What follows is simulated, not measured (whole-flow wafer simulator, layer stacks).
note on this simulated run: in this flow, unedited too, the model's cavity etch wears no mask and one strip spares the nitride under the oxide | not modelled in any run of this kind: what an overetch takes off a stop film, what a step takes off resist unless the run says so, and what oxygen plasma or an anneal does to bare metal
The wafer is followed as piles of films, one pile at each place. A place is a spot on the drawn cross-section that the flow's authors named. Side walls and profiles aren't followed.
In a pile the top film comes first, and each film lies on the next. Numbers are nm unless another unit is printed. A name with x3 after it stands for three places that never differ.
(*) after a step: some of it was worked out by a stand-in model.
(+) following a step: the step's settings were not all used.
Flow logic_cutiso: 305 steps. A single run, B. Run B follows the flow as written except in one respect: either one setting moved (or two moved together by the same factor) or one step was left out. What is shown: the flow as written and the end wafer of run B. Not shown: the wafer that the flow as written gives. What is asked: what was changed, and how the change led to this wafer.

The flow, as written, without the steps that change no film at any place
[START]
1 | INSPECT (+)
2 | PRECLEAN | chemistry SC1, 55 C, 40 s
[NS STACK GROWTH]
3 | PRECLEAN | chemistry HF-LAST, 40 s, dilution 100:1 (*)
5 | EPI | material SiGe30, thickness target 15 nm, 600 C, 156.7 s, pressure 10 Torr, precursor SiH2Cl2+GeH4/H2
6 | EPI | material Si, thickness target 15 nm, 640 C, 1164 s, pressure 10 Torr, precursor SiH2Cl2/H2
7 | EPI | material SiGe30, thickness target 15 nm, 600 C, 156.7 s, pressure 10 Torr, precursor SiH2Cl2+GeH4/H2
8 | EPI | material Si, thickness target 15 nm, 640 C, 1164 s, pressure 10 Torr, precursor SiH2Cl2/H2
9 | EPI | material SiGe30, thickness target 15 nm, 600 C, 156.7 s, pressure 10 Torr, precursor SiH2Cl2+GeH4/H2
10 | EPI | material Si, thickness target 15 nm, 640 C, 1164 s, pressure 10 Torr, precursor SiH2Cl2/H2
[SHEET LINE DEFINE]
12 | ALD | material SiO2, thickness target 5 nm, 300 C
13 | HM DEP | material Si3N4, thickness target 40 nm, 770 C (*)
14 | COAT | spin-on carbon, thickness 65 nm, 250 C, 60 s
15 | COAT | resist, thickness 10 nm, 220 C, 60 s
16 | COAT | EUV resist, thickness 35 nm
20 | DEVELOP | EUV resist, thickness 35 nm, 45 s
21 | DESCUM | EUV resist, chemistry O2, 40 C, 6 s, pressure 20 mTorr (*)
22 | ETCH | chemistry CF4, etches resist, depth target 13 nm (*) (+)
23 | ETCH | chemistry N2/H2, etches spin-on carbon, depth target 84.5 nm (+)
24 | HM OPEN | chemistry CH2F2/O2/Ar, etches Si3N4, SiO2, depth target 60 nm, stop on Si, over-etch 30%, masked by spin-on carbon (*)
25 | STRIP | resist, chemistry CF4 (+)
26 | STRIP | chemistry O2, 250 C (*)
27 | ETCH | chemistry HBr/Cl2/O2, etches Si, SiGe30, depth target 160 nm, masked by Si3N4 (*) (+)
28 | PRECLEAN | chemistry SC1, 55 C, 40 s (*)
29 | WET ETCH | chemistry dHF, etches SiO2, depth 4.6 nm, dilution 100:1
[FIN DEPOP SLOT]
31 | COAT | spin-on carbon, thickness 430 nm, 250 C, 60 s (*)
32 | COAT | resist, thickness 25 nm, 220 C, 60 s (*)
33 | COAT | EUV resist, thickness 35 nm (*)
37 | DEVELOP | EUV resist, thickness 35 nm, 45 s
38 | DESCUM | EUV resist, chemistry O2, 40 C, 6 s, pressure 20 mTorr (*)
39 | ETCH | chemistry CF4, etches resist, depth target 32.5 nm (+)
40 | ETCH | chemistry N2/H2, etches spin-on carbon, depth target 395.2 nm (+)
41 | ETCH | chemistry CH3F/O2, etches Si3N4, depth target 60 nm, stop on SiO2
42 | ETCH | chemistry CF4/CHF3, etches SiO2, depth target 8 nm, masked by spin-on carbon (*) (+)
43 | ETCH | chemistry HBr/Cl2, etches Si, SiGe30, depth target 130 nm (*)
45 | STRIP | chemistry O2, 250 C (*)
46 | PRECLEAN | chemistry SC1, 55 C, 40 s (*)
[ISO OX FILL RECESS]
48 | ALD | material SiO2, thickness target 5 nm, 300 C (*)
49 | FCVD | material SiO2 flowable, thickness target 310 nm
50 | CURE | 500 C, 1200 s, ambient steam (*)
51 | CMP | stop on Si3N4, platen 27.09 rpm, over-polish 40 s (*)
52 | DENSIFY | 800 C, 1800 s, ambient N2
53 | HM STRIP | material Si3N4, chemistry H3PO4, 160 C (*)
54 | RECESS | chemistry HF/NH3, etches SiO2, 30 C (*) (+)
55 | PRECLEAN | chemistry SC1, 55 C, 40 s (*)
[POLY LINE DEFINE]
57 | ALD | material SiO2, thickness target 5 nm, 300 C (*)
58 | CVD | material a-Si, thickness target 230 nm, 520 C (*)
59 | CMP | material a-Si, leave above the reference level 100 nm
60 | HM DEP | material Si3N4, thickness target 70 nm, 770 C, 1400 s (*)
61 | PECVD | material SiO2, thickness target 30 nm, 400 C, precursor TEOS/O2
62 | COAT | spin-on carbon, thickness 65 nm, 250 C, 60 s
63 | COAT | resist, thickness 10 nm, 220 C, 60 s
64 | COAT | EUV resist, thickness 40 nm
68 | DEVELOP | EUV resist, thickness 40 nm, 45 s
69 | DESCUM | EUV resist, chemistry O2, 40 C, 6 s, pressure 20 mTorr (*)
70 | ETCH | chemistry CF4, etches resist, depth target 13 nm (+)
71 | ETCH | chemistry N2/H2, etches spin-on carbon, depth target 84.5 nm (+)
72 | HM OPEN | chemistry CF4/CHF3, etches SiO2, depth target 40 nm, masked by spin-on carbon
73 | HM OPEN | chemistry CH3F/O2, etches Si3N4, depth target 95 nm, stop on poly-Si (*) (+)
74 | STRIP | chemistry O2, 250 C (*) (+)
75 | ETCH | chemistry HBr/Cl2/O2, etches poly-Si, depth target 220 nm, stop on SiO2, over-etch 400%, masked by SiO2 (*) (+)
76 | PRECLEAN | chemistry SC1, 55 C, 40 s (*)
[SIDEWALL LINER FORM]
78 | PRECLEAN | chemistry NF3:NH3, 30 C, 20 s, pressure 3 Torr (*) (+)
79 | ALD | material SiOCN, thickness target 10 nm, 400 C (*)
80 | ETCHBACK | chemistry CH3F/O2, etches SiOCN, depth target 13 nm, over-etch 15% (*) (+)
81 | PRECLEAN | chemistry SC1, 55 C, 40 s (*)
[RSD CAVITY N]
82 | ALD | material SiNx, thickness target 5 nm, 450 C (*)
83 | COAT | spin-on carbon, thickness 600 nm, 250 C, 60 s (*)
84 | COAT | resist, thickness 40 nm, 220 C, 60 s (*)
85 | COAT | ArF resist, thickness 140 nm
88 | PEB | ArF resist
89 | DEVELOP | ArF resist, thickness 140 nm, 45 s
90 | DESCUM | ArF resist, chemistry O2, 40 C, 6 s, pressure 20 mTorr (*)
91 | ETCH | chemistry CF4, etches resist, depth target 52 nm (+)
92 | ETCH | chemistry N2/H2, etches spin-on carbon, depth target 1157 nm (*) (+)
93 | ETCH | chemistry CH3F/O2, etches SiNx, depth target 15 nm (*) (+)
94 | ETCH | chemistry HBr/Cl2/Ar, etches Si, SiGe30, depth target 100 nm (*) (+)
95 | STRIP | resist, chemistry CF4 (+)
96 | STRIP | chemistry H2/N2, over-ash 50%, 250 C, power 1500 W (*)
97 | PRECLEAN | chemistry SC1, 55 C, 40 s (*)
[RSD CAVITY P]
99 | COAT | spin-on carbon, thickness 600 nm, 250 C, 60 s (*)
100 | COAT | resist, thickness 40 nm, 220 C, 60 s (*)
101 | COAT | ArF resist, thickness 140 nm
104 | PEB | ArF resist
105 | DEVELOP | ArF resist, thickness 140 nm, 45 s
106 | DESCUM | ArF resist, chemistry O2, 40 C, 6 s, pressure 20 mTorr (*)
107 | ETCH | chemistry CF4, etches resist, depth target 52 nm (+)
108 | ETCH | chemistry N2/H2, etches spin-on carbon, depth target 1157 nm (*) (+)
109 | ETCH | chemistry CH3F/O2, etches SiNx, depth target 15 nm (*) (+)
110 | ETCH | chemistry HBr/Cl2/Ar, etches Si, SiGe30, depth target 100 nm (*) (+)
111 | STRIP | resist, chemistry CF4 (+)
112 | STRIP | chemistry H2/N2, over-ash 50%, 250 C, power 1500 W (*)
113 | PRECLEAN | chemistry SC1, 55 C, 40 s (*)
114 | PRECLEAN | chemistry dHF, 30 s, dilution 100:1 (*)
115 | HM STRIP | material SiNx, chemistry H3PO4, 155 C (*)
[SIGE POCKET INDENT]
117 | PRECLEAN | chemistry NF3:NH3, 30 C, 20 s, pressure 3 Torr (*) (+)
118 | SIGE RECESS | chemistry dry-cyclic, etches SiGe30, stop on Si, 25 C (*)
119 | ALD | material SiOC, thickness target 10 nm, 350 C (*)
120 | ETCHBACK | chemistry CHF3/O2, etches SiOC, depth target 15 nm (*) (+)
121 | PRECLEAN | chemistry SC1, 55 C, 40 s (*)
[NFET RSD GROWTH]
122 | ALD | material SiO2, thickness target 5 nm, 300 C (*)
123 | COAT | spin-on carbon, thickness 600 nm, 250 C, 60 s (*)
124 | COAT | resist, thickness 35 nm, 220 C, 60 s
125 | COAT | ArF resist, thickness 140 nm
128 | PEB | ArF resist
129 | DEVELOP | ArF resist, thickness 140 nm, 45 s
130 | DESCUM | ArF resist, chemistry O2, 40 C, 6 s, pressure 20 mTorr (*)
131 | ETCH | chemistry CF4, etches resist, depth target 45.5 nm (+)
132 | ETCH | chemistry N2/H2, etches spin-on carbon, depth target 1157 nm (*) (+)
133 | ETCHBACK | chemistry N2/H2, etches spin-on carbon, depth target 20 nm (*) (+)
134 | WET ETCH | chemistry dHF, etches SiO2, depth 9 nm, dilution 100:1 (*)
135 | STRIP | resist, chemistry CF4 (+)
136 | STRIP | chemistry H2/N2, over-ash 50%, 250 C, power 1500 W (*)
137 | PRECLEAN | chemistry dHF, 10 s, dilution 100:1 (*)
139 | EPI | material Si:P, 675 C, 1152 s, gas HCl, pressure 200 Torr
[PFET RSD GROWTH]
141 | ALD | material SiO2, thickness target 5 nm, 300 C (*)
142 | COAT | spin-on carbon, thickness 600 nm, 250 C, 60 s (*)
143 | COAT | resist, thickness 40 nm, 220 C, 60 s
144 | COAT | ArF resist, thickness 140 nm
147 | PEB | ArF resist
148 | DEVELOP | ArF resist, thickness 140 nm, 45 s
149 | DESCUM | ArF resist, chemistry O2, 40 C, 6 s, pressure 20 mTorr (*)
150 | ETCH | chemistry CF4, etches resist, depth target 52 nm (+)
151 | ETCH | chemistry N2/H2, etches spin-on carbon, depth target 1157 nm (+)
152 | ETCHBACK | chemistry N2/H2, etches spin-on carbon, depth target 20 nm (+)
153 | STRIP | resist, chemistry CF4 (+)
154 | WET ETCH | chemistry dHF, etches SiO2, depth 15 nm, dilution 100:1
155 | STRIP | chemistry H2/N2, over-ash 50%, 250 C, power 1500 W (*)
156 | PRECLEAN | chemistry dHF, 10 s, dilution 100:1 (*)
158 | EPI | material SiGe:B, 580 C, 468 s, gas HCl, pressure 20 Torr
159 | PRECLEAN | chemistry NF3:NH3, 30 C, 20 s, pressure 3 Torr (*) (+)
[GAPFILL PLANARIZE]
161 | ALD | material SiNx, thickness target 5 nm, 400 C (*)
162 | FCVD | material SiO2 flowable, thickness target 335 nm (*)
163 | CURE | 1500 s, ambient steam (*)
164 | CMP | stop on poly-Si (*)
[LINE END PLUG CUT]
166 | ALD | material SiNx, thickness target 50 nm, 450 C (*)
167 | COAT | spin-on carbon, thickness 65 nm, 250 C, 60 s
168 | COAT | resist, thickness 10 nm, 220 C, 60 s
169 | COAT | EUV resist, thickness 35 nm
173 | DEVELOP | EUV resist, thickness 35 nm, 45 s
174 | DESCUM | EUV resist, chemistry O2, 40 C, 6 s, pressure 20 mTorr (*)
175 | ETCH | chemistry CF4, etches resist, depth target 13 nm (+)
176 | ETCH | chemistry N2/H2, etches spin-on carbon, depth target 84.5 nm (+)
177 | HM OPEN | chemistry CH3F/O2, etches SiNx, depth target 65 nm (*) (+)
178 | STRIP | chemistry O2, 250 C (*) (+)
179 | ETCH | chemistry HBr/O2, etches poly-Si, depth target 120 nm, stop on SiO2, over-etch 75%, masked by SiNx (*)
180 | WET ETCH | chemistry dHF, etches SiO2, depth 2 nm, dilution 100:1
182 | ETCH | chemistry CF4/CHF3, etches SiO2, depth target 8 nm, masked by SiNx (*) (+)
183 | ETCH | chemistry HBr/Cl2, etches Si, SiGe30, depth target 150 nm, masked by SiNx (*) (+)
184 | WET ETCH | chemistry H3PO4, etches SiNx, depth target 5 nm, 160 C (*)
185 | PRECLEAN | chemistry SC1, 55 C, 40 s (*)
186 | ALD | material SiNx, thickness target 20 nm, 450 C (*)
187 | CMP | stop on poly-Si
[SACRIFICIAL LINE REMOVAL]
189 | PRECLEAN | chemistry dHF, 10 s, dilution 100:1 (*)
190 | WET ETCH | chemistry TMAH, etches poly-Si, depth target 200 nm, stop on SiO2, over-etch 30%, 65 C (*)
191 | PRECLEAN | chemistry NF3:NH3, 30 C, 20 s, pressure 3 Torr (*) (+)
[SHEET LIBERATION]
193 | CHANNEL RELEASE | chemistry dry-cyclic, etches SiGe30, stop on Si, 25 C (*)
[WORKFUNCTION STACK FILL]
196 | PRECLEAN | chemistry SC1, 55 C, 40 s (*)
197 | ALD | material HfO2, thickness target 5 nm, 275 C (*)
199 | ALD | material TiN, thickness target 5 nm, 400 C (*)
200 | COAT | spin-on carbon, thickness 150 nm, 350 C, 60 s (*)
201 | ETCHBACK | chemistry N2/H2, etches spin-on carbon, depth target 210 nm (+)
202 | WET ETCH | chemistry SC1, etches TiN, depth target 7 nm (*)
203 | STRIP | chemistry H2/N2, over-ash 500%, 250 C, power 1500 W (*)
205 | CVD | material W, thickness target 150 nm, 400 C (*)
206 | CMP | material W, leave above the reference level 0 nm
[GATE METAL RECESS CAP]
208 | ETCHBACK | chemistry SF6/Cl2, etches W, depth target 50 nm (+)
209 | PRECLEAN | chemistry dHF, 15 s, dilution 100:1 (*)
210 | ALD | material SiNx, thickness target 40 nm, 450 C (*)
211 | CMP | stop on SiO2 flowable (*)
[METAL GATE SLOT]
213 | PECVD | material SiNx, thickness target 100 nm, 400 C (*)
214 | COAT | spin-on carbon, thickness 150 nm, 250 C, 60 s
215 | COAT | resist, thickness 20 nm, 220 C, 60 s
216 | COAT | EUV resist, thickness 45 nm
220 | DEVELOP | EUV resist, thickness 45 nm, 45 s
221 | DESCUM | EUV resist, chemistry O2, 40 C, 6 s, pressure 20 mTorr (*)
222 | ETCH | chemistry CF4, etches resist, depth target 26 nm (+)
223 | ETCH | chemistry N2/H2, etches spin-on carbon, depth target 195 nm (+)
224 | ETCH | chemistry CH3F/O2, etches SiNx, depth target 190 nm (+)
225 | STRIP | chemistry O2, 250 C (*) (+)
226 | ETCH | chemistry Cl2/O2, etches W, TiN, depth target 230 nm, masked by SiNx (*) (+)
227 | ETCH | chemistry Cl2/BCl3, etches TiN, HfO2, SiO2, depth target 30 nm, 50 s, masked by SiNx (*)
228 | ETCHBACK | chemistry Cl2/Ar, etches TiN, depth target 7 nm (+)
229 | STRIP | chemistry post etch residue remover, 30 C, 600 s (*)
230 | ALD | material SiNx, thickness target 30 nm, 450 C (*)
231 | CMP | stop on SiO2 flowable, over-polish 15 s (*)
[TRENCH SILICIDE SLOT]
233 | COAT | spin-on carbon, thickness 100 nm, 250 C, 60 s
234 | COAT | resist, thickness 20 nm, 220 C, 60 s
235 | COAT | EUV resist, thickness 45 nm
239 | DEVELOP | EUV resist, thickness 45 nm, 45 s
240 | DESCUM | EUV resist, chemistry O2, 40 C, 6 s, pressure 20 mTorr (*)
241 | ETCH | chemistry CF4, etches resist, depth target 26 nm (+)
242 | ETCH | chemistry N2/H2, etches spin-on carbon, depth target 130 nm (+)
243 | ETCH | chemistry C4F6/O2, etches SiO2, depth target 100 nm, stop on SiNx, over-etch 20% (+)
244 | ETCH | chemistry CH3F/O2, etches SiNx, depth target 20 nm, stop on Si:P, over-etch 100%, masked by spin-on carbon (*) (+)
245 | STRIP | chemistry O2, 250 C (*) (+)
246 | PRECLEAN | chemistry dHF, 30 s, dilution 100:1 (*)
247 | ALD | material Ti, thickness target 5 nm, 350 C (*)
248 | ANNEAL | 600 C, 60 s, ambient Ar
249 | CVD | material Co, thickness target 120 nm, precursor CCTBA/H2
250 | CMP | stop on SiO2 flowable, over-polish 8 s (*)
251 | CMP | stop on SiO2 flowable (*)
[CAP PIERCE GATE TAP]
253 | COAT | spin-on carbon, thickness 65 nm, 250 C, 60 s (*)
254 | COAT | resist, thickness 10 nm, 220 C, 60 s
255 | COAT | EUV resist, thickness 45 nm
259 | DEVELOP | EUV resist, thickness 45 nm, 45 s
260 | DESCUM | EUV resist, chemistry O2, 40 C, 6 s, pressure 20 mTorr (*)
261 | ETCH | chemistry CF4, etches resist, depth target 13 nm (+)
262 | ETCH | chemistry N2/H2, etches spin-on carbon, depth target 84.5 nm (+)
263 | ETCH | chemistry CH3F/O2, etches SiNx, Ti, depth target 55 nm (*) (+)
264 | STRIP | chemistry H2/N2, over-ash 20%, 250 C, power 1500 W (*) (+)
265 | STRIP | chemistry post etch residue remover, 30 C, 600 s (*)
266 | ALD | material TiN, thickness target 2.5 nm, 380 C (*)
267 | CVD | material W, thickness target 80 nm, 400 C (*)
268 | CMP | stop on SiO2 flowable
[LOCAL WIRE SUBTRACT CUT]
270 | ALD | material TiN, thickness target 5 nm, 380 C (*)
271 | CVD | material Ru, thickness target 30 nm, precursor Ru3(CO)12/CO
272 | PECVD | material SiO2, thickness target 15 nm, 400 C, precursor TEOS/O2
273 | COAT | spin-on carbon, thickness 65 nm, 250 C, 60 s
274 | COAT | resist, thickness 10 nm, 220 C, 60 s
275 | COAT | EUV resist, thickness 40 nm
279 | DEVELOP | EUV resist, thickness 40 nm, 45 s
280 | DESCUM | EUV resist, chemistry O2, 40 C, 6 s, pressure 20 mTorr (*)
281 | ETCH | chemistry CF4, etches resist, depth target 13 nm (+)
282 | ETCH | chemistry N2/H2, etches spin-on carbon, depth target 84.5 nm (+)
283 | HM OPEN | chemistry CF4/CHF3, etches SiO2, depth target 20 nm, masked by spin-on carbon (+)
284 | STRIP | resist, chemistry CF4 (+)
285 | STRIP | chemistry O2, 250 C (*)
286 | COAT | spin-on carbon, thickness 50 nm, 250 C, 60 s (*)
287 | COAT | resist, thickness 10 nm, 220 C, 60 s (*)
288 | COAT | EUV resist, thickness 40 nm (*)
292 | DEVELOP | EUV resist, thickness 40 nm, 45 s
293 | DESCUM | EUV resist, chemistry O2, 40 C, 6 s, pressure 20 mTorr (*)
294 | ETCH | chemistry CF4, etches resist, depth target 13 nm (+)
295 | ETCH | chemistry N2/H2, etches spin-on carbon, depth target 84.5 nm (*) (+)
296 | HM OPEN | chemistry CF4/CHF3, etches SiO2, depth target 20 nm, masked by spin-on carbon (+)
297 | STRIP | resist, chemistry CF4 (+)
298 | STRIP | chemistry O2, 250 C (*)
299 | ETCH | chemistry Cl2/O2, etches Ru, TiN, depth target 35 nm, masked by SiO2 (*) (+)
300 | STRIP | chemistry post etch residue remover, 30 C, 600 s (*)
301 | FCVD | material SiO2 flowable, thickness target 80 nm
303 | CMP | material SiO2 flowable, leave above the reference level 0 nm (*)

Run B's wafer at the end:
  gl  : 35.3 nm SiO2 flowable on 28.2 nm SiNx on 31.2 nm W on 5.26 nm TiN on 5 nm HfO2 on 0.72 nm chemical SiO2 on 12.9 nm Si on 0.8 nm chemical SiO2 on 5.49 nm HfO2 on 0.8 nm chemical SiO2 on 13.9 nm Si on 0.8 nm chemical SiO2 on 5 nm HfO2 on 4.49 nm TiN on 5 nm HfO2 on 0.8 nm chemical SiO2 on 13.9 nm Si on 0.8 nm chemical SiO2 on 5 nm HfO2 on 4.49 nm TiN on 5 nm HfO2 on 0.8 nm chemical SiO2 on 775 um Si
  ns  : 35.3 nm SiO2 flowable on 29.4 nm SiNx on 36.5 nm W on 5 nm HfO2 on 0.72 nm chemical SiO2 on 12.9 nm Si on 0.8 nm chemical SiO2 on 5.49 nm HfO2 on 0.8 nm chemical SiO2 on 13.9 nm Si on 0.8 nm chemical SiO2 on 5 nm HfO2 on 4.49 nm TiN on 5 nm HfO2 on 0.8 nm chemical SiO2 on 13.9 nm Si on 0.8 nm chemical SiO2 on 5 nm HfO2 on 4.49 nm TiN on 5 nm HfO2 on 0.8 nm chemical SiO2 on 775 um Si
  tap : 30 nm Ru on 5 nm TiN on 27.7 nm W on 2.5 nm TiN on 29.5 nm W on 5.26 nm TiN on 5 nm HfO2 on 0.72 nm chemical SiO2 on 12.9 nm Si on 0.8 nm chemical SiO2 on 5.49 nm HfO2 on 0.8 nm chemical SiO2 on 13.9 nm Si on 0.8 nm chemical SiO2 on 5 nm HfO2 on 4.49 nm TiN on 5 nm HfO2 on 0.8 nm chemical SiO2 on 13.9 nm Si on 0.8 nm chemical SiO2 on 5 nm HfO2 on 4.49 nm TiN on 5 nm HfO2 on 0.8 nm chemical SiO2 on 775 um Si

Cause: step 9, EPI: 62.7 s was run, while the flow as written has 156.7 s.

The path from the change to this, step by step:
  9 | EPI | material SiGe30, thickness target 15 nm, 600 C, 156.7 s, pressure 10 Torr, precursor SiH2Cl2+GeH4/H2
      depop, dpovl, gfld and 19 more: +6 SiGe30 (new film) (as written it would have been: +15 SiGe30 (new film))
  27 | ETCH | chemistry HBr/Cl2/O2, etches Si, SiGe30, depth target 160 nm, masked by Si3N4 (*) (+)
      gfld, gxf, iso, lnri: -0.79 chemical SiO2 (all of it), -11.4 Si (all of it), -6 SiGe30 (all of it), -15 Si (all of it), -15 SiGe30 (all of it), -15 Si (all of it), -15 SiGe30 (all of it), -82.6 Si (as written it would have been: -0.79 chemical SiO2 (all of it), -11.4 Si (all of it), -15 SiGe30 (all of it), -15 Si (all of it), -15 SiGe30 (all of it), -15 Si (all of it), -15 SiGe30 (all of it), -73.6 Si)
      dpovl, nsgap: -0.79 chemical SiO2 (all of it), -11.8 Si (all of it), -6 SiGe30 (all of it), -15 Si (all of it), -15 SiGe30 (all of it), -15 Si (all of it), -15 SiGe30 (all of it), -82.2 Si (as written it would have been: -0.79 chemical SiO2 (all of it), -11.8 Si (all of it), -15 SiGe30 (all of it), -15 Si (all of it), -15 SiGe30 (all of it), -15 Si (all of it), -15 SiGe30 (all of it), -73.2 Si)
      (and at 1 other place as well)
  43 | ETCH | chemistry HBr/Cl2, etches Si, SiGe30, depth target 130 nm (*)
      depop: -14 Si (all of it), -6 SiGe30 (all of it), -15 Si (all of it), -15 SiGe30 (all of it), -15 Si (all of it), -15 SiGe30 (all of it), -50 Si (as written it would have been: -14 Si (all of it), -15 SiGe30 (all of it), -15 Si (all of it), -15 SiGe30 (all of it), -15 Si (all of it), -15 SiGe30 (all of it), -41 Si)
  94 | ETCH | chemistry HBr/Cl2/Ar, etches Si, SiGe30, depth target 100 nm (*) (+)
      rsdn, rsdx: -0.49 chemical SiO2 (all of it), -12.8 Si (all of it), -6 SiGe30 (all of it), -15 Si (all of it), -15 SiGe30 (all of it), -15 Si (all of it), -15 SiGe30 (all of it), -21.2 Si (as written it would have been: -0.49 chemical SiO2 (all of it), -12.8 Si (all of it), -15 SiGe30 (all of it), -15 Si (all of it), -15 SiGe30 (all of it), -15 Si (all of it), -15 SiGe30 (all of it), -12.2 Si)
  110 | ETCH | chemistry HBr/Cl2/Ar, etches Si, SiGe30, depth target 100 nm (*) (+)
      rsdp, rsdw: -0.49 chemical SiO2 (all of it), -12.8 Si (all of it), -6 SiGe30 (all of it), -15 Si (all of it), -15 SiGe30 (all of it), -15 Si (all of it), -15 SiGe30 (all of it), -21.2 Si (as written it would have been: -0.49 chemical SiO2 (all of it), -12.8 Si (all of it), -15 SiGe30 (all of it), -15 Si (all of it), -15 SiGe30 (all of it), -15 Si (all of it), -15 SiGe30 (all of it), -12.2 Si)
  118 | SIGE RECESS | chemistry dry-cyclic, etches SiGe30, stop on Si, 25 C (*)
      lnr, lnrp, lnrt: -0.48 SiOCN, -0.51 Si, +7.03 cavity (new film), -6 SiGe30 (all of it), -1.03 Si, +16 cavity (new film), -15 SiGe30 (all of it), -1.03 Si, +16 cavity (new film), -15 SiGe30 (all of it), -0.51 Si (as written it would have been: -0.48 SiOCN, -0.51 Si, +16 cavity (new film), -15 SiGe30 (all of it), -1.03 Si, +16 cavity (new film), -15 SiGe30 (all of it), -1.03 Si, +16 cavity (new film), -15 SiGe30 (all of it), -0.51 Si)
  119 | ALD | material SiOC, thickness target 10 nm, 350 C (*)
      lnr, lnrp, lnrt: +10 SiOC (new film), +7.03 SiOC (new film), -7.03 cavity (all of it), +16 SiOC (new film), -16 cavity (all of it), +16 SiOC (new film), -16 cavity (all of it) (as written it would have been: +10 SiOC (new film), +16 SiOC (new film), -16 cavity (all of it), +16 SiOC (new film), -16 cavity (all of it), +16 SiOC (new film), -16 cavity (all of it))
  183 | ETCH | chemistry HBr/Cl2, etches Si, SiGe30, depth target 150 nm, masked by SiNx (*) (+)
      plug: -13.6 Si (all of it), -6 SiGe30 (all of it), -15 Si (all of it), -15 SiGe30 (all of it), -15 Si (all of it), -15 SiGe30 (all of it), -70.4 Si (as written it would have been: -13.6 Si (all of it), -15 SiGe30 (all of it), -15 Si (all of it), -15 SiGe30 (all of it), -15 Si (all of it), -15 SiGe30 (all of it), -61.4 Si)
  193 | CHANNEL RELEASE | chemistry dry-cyclic, etches SiGe30, stop on Si, 25 C (*)
      gl, glp, gxn, gxp, ns, tap: +0.8 chemical SiO2 (new film), -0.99 Si, +0.8 chemical SiO2 (new film), +5.49 cavity (new film), +0.8 chemical SiO2 (new film), -6 SiGe30 (all of it), -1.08 Si, +0.8 chemical SiO2 (new film), +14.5 cavity (new film), +0.8 chemical SiO2 (new film), -15 SiGe30 (all of it), -1.08 Si, +0.8 chemical SiO2 (new film), +14.5 cavity (new film), +0.8 chemical SiO2 (new film), -15 SiGe30 (all of it), -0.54 Si (as written it would have been: +0.8 chemical SiO2 (new film), -0.99 Si, +0.8 chemical SiO2 (new film), +14.5 cavity (new film), +0.8 chemical SiO2 (new film), -15 SiGe30 (all of it), -1.08 Si, +0.8 chemical SiO2 (new film), +14.5 cavity (new film), +0.8 chemical SiO2 (new film), -15 SiGe30 (all of it), -1.08 Si, +0.8 chemical SiO2 (new film), +14.5 cavity (new film), +0.8 chemical SiO2 (new film), -15 SiGe30 (all of it), -0.54 Si)
  197 | ALD | material HfO2, thickness target 5 nm, 275 C (*)
      gl, glp, gxn, gxp, ns, tap: +5 HfO2 (new film), +5.49 HfO2 (new film), -5.49 cavity (all of it), +5 HfO2 (new film), -10 cavity, +5 HfO2 (new film), +5 HfO2 (new film), -10 cavity, +5 HfO2 (new film) (as written it would have been: +5 HfO2 (new film), +5 HfO2 (new film), -10 cavity, +5 HfO2 (new film), +5 HfO2 (new film), -10 cavity, +5 HfO2 (new film), +5 HfO2 (new film), -10 cavity, +5 HfO2 (new film))
  199 | ALD | material TiN, thickness target 5 nm, 400 C (*)
      gl, glp, tap: +5.26 TiN (new film), +4.49 TiN (new film), -4.49 cavity (all of it), +4.49 TiN (new film), -4.49 cavity (all of it) (as written it would have been: +5.26 TiN (new film), +4.49 TiN (new film), -4.49 cavity (all of it), +4.49 TiN (new film), -4.49 cavity (all of it), +4.49 TiN (new film), -4.49 cavity (all of it))
      gxn, gxp, ns: +5 TiN (new film), +4.49 TiN (new film), -4.49 cavity (all of it), +4.49 TiN (new film), -4.49 cavity (all of it) (as written it would have been: +5 TiN (new film), +4.49 TiN (new film), -4.49 cavity (all of it), +4.49 TiN (new film), -4.49 cavity (all of it), +4.49 TiN (new film), -4.49 cavity (all of it))
Taking metal films that touch as one body, gl has 3 bodies (between them, from the top down: HfO2 5 / chemical SiO2 0.72 / Si 12.9 / chemical SiO2 0.8 / HfO2 5.49 / chemical SiO2 0.8 / Si 13.9 / chemical SiO2 0.8 / HfO2 5; HfO2 5 / chemical SiO2 0.8 / Si 13.9 / chemical SiO2 0.8 / HfO2 5); the flow as written gives 4 bodies (between them, from the top down: HfO2 5 / chemical SiO2 0.72 / Si 12.9 / chemical SiO2 0.8 / HfO2 5; HfO2 5 / chemical SiO2 0.8 / Si 13.9 / chemical SiO2 0.8 / HfO2 5; HfO2 5 / chemical SiO2 0.8 / Si 13.9 / chemical SiO2 0.8 / HfO2 5).
Taking metal films that touch as one body, ns has 3 bodies (between them, from the top down: HfO2 5 / chemical SiO2 0.72 / Si 12.9 / chemical SiO2 0.8 / HfO2 5.49 / chemical SiO2 0.8 / Si 13.9 / chemical SiO2 0.8 / HfO2 5; HfO2 5 / chemical SiO2 0.8 / Si 13.9 / chemical SiO2 0.8 / HfO2 5); the flow as written gives 4 bodies (between them, from the top down: HfO2 5 / chemical SiO2 0.72 / Si 12.9 / chemical SiO2 0.8 / HfO2 5; HfO2 5 / chemical SiO2 0.8 / Si 13.9 / chemical SiO2 0.8 / HfO2 5; HfO2 5 / chemical SiO2 0.8 / Si 13.9 / chemical SiO2 0.8 / HfO2 5).
Taking metal films that touch as one body, tap has 3 bodies (between them, from the top down: HfO2 5 / chemical SiO2 0.72 / Si 12.9 / chemical SiO2 0.8 / HfO2 5.49 / chemical SiO2 0.8 / Si 13.9 / chemical SiO2 0.8 / HfO2 5; HfO2 5 / chemical SiO2 0.8 / Si 13.9 / chemical SiO2 0.8 / HfO2 5); the flow as written gives 4 bodies (between them, from the top down: HfO2 5 / chemical SiO2 0.72 / Si 12.9 / chemical SiO2 0.8 / HfO2 5; HfO2 5 / chemical SiO2 0.8 / Si 13.9 / chemical SiO2 0.8 / HfO2 5; HfO2 5 / chemical SiO2 0.8 / Si 13.9 / chemical SiO2 0.8 / HfO2 5).
